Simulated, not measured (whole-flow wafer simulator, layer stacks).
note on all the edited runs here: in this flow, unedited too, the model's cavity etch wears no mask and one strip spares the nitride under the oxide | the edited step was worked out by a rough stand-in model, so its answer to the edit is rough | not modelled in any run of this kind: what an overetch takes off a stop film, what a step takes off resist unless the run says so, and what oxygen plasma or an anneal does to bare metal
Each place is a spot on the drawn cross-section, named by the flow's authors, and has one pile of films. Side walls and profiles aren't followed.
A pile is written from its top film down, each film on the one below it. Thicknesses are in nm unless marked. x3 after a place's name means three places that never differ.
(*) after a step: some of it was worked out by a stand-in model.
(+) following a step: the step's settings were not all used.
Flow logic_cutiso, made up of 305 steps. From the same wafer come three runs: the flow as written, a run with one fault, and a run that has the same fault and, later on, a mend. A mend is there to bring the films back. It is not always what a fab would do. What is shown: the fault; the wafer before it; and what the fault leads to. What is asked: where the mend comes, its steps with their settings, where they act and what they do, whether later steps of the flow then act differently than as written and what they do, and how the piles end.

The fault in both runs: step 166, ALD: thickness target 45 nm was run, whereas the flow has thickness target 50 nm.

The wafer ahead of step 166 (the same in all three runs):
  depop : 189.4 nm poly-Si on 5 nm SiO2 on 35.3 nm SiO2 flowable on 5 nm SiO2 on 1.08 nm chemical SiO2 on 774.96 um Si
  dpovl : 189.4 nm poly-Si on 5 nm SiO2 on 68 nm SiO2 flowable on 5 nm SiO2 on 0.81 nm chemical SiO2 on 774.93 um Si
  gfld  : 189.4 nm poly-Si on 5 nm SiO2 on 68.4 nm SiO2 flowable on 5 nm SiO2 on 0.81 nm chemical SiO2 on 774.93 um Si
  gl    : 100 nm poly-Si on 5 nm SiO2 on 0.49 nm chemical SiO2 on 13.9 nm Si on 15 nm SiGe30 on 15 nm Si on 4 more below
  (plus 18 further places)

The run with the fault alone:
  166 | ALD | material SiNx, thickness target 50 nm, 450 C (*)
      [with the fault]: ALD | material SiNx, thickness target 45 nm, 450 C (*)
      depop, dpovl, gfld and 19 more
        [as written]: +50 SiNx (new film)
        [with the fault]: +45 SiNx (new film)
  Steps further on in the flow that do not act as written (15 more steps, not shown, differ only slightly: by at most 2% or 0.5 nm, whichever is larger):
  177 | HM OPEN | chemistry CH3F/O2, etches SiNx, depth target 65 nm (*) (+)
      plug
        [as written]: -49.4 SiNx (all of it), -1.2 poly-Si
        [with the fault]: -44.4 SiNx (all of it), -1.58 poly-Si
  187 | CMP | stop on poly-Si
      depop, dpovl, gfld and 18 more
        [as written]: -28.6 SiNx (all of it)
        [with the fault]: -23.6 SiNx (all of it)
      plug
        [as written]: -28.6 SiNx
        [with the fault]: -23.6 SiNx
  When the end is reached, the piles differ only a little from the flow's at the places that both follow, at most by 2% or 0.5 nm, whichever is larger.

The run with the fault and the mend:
  The mend follows step 166.
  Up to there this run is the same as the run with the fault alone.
  166a | ALD | material SiNx, thickness target 5 nm, 450 C (*) (a further turn of the flow's step 166, with different settings)
      depop, dpovl, gfld and 19 more
        +5 SiNx
  Every later step of the flow that is run acts as written at every place that is followed.
  At every place that both follow, the piles at the end match the flow's.
